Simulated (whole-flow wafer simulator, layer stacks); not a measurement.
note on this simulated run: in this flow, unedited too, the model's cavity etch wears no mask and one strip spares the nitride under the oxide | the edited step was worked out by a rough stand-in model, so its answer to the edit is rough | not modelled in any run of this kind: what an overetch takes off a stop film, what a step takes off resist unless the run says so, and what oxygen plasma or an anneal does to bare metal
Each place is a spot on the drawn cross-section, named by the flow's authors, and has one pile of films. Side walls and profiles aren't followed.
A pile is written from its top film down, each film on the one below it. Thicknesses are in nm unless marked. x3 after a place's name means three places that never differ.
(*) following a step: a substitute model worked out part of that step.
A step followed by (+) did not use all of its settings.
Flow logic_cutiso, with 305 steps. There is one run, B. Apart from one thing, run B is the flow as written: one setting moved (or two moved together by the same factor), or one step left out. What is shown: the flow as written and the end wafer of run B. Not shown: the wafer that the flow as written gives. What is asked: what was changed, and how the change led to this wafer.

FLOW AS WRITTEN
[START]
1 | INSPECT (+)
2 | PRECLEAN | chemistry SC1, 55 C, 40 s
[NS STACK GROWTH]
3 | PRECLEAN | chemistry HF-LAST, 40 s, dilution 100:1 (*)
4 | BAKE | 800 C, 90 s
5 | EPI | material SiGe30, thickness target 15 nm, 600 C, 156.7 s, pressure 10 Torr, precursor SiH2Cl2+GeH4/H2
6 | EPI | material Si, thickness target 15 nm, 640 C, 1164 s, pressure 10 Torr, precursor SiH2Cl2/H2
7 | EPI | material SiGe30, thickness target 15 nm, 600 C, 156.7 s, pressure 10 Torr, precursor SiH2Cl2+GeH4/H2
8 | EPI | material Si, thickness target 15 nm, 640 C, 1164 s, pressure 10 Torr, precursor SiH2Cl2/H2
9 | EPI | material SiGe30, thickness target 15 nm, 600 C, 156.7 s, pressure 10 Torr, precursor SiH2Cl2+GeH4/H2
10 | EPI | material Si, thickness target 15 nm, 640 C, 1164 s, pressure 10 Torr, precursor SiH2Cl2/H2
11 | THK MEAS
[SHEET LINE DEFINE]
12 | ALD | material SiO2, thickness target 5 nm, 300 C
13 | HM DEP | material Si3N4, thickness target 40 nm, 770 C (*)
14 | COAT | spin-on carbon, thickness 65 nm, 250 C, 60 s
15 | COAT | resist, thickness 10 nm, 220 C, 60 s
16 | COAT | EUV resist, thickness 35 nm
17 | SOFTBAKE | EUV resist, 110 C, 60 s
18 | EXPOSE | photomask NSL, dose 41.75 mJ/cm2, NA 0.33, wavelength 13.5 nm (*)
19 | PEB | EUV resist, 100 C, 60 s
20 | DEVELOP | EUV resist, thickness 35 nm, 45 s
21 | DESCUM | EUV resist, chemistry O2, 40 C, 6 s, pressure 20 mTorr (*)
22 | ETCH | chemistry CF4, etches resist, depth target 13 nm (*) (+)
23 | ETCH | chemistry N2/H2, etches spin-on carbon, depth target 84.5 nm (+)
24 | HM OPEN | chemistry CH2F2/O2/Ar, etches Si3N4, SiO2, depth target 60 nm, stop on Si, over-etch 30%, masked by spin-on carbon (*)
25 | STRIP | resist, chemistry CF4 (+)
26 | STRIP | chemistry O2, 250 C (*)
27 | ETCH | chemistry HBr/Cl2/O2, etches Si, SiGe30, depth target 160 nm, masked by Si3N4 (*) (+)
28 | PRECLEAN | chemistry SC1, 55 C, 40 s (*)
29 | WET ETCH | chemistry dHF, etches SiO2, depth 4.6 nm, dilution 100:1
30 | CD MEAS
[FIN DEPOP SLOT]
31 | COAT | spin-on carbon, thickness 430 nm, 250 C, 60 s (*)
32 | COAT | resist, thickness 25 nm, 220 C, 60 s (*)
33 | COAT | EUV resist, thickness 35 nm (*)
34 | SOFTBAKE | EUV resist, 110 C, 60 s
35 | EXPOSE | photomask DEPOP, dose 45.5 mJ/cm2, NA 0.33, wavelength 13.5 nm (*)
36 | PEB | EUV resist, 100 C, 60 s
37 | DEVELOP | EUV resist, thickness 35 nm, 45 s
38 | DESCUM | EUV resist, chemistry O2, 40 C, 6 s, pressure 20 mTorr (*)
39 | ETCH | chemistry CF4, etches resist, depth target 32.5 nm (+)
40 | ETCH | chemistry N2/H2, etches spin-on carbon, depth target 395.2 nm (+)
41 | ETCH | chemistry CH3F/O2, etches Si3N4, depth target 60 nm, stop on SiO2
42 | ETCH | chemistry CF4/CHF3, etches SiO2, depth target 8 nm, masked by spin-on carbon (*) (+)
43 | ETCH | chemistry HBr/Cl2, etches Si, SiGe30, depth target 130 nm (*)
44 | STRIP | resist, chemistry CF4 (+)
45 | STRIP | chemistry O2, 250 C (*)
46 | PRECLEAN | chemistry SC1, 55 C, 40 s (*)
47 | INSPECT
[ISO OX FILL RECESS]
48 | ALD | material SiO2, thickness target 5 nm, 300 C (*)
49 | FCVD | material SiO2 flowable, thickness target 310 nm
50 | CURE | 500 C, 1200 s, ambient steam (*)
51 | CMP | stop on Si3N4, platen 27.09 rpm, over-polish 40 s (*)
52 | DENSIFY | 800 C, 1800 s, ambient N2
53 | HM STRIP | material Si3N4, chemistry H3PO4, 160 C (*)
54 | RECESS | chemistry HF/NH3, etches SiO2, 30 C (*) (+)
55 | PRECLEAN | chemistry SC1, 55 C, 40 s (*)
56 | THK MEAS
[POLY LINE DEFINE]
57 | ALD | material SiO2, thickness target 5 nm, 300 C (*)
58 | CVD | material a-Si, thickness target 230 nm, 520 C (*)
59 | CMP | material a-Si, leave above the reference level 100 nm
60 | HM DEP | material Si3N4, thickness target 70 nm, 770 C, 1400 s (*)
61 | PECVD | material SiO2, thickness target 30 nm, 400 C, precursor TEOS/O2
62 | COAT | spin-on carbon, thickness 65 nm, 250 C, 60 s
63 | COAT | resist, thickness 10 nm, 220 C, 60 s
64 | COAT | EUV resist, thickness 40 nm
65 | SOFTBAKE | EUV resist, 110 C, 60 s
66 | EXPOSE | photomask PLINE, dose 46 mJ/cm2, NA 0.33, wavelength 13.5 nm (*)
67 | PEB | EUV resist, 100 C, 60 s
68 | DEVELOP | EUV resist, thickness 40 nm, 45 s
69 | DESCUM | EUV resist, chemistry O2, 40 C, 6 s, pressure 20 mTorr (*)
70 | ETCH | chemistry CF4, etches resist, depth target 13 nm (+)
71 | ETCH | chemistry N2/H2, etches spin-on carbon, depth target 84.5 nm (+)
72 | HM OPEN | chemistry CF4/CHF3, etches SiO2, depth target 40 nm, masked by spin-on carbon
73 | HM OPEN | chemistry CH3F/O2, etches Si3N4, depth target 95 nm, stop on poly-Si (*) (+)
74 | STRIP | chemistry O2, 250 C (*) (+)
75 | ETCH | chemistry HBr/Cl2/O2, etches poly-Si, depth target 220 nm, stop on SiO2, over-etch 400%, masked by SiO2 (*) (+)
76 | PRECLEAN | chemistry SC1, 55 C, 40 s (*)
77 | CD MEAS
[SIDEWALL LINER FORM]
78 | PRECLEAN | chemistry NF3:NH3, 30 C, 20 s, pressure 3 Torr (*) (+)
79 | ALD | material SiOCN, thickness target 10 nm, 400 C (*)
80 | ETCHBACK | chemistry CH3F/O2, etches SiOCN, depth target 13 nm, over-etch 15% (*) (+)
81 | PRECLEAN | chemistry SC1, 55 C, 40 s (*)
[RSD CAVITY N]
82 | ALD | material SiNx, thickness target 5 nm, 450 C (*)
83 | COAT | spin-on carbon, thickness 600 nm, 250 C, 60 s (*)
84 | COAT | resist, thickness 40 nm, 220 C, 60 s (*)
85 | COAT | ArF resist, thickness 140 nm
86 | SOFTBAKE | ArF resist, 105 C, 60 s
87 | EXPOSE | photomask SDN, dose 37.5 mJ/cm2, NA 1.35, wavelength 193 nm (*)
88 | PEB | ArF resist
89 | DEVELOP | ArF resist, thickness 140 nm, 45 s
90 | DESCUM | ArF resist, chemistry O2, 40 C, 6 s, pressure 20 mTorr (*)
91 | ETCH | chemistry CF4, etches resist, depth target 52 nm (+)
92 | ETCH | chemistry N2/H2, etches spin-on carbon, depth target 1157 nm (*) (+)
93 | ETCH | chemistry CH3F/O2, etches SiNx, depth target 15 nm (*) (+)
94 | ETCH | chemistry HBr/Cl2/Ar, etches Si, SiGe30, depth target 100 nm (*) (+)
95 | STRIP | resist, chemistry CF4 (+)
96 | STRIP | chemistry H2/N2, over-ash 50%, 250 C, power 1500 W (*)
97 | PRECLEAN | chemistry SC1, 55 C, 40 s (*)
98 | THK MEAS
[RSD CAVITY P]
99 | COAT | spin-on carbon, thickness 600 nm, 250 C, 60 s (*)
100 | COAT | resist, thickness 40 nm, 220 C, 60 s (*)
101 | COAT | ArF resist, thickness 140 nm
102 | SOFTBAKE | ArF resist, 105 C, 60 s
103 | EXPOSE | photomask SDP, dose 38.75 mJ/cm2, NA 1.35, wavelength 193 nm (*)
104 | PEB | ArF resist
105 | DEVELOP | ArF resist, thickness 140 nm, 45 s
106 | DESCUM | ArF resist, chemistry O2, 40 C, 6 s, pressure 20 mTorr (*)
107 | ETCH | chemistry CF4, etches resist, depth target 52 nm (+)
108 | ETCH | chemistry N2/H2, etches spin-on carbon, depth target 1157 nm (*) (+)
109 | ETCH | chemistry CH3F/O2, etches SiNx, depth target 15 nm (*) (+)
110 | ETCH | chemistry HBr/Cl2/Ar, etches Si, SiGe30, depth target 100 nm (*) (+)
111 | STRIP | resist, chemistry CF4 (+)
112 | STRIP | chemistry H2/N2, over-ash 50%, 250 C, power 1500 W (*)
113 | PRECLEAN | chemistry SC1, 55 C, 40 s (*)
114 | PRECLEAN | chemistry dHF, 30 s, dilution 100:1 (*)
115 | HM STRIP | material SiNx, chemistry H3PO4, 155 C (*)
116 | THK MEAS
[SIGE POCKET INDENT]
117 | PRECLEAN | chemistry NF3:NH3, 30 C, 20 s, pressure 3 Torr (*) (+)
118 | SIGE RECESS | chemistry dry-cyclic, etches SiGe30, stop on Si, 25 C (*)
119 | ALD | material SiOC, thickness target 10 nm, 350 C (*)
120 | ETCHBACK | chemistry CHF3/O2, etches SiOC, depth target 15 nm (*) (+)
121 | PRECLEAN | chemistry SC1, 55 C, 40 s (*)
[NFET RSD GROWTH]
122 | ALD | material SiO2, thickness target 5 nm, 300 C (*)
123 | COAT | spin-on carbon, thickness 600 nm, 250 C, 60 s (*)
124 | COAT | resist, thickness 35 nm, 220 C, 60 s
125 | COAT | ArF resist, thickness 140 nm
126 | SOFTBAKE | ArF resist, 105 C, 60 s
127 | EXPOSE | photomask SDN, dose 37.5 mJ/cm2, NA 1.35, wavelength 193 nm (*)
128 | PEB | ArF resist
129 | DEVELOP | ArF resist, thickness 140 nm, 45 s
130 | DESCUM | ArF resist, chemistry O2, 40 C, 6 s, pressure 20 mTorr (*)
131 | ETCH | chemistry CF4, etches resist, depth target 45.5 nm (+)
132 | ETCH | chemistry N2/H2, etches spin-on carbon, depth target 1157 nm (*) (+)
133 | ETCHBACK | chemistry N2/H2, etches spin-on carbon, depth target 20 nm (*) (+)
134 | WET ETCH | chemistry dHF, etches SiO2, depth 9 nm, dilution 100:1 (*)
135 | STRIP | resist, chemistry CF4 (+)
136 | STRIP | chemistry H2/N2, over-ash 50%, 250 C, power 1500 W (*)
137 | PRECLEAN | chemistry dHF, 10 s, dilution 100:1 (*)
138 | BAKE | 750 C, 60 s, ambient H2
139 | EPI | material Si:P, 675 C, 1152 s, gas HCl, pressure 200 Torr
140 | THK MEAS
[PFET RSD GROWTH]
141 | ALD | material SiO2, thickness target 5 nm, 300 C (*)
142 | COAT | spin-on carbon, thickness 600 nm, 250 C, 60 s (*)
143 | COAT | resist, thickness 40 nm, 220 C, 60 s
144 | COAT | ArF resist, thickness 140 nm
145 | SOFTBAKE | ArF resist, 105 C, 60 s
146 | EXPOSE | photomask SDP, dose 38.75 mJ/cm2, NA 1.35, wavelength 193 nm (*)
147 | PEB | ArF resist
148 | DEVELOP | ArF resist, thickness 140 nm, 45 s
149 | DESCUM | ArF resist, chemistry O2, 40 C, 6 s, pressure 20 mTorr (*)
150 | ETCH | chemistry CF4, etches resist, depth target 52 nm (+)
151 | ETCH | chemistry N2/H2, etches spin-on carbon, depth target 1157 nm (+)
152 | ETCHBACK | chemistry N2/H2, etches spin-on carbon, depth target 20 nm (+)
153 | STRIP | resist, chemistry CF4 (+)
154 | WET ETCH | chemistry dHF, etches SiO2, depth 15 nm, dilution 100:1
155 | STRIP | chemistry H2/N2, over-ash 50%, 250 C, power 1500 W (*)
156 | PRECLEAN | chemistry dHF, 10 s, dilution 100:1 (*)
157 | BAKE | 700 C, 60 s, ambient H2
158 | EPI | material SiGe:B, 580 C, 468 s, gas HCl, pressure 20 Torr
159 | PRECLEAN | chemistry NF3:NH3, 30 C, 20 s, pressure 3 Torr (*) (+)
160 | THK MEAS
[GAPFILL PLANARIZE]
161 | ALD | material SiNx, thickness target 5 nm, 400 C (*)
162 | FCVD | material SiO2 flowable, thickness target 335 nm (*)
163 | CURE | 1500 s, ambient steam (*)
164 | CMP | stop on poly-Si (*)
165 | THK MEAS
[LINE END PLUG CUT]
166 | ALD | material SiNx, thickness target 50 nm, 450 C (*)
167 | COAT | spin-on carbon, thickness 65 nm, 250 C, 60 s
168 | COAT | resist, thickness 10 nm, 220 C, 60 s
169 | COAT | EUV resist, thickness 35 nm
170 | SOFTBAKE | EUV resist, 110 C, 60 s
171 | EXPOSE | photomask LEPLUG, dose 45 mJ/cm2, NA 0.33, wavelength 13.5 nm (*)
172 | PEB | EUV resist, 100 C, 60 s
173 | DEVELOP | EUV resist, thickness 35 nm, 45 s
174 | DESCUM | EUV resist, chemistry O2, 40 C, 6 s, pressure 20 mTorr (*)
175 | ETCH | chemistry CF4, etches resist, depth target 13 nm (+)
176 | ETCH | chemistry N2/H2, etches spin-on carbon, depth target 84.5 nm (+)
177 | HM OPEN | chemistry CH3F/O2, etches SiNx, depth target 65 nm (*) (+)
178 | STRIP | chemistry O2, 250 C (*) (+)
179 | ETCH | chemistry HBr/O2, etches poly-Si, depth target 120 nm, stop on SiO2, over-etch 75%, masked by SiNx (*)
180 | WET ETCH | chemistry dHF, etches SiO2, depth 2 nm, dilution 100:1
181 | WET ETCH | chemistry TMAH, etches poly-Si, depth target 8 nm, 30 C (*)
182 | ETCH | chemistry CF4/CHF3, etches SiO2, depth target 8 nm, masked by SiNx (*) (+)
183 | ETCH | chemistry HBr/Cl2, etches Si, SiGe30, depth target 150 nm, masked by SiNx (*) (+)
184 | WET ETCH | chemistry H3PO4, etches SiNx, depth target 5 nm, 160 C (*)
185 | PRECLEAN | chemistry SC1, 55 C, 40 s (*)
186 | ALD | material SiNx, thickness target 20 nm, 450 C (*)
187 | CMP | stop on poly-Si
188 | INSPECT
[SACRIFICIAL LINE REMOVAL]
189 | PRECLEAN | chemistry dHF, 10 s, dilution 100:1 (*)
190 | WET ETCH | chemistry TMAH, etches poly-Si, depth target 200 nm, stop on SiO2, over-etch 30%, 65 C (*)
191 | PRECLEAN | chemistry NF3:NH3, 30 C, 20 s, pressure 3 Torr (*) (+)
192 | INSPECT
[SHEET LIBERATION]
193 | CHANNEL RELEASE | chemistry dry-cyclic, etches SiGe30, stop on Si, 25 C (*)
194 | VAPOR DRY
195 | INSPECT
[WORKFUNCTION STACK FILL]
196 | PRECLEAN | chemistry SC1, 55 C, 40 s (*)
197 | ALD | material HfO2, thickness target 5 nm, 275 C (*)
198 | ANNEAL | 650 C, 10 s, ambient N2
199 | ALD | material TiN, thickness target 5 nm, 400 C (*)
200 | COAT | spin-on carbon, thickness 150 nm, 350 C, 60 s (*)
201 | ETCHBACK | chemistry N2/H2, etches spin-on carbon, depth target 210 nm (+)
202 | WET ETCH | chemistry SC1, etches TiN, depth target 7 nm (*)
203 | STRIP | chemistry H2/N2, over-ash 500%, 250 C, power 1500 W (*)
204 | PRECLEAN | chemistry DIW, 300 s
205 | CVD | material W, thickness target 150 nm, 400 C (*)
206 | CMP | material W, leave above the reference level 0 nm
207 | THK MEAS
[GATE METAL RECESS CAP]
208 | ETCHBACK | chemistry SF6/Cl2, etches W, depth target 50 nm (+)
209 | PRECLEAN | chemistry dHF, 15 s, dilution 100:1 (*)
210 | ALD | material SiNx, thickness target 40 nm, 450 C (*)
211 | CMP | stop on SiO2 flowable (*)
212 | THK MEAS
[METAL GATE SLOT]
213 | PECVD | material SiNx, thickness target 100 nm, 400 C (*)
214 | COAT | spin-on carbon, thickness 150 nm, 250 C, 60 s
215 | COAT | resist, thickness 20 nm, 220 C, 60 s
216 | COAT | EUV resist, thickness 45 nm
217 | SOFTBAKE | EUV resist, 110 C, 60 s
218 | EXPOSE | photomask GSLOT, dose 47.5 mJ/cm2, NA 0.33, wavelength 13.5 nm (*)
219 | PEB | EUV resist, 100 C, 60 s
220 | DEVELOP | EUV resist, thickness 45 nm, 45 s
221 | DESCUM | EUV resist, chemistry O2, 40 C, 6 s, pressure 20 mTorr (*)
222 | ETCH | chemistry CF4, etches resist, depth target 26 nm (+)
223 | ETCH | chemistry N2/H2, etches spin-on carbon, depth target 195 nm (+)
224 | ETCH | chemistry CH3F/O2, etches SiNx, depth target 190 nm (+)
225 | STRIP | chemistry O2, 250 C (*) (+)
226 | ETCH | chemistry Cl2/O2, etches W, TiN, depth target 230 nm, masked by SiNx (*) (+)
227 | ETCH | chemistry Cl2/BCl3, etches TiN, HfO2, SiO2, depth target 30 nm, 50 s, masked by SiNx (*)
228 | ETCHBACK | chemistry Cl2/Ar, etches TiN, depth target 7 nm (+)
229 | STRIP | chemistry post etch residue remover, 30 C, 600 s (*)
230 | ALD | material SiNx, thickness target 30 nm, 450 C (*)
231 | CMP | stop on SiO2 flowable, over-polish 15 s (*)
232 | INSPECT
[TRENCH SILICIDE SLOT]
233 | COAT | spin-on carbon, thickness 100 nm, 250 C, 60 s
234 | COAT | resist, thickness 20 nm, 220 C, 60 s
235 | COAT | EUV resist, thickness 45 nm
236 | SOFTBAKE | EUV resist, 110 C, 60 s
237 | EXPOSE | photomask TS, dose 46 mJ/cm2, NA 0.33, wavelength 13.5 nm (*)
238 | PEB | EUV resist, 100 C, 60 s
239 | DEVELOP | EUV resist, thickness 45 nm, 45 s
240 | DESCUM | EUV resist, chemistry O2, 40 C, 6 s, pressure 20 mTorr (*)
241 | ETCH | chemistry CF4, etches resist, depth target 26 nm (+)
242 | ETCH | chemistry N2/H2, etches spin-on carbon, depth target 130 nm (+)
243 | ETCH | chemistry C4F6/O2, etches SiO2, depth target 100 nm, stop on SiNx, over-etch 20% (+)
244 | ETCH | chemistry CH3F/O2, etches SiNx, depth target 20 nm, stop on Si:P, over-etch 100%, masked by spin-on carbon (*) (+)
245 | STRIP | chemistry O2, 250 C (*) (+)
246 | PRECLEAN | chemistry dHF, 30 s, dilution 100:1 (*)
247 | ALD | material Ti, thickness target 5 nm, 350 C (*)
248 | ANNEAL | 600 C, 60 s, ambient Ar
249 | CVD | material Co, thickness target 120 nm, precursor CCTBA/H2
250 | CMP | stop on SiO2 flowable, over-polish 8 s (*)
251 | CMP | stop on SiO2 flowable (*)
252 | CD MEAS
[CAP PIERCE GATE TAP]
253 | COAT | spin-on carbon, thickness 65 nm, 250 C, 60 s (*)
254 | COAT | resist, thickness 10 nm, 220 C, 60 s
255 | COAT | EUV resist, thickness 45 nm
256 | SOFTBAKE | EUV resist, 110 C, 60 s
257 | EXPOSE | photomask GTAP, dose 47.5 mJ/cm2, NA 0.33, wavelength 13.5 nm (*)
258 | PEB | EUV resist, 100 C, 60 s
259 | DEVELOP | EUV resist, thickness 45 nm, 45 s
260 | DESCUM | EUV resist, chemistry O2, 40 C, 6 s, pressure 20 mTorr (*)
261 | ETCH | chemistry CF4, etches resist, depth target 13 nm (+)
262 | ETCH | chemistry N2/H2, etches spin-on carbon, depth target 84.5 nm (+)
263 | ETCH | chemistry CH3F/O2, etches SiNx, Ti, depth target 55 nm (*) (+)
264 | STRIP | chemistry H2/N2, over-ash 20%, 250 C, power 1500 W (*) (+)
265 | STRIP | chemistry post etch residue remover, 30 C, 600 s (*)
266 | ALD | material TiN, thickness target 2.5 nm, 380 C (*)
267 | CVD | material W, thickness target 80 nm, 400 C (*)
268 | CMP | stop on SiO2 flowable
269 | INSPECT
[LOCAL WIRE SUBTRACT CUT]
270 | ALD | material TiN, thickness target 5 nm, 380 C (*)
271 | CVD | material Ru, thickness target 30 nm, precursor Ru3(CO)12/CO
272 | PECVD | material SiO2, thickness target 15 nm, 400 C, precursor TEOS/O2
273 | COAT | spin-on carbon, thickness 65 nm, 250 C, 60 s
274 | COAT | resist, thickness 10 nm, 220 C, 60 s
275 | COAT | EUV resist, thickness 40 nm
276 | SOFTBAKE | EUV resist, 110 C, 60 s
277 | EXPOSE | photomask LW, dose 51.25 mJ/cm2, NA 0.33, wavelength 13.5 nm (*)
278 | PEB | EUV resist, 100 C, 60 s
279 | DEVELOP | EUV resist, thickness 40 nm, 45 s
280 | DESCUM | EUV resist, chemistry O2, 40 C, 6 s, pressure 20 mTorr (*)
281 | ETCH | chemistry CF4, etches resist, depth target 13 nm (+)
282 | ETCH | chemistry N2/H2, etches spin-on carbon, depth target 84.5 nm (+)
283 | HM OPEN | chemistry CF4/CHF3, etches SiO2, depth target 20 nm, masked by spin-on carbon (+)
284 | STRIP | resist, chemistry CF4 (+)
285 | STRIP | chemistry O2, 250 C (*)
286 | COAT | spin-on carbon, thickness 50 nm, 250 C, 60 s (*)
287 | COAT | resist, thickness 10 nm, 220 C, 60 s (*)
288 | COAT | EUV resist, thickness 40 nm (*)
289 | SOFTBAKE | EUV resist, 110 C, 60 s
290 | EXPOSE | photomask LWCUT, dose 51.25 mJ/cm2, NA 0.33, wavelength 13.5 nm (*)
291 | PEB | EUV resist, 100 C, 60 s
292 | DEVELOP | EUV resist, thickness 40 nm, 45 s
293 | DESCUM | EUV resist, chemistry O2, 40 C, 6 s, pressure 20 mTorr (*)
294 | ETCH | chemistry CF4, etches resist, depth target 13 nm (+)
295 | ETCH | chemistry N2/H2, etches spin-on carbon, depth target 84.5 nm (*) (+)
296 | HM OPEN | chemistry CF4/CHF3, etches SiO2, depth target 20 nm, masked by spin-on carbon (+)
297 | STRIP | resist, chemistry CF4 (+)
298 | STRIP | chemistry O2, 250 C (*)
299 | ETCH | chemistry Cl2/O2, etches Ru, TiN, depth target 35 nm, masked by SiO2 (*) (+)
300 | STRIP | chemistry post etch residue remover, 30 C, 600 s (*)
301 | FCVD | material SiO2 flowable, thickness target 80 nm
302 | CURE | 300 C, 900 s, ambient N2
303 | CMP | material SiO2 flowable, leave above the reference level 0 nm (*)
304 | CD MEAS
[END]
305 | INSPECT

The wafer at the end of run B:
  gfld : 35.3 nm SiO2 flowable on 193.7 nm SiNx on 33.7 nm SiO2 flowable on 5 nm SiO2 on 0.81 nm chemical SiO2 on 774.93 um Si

The reason: step 227, ETCH: depth target 35.2 nm was run, whereas the flow has depth target 30 nm.

Step by step, how the change led to this:
  227 | ETCH | chemistry Cl2/BCl3, etches TiN, HfO2, SiO2, depth target 30 nm, 50 s, masked by SiNx (*)
      gfld: -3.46 HfO2 (all of it), -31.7 SiO2 flowable (as written it would have been: -3.46 HfO2 (all of it), -26.5 SiO2 flowable)
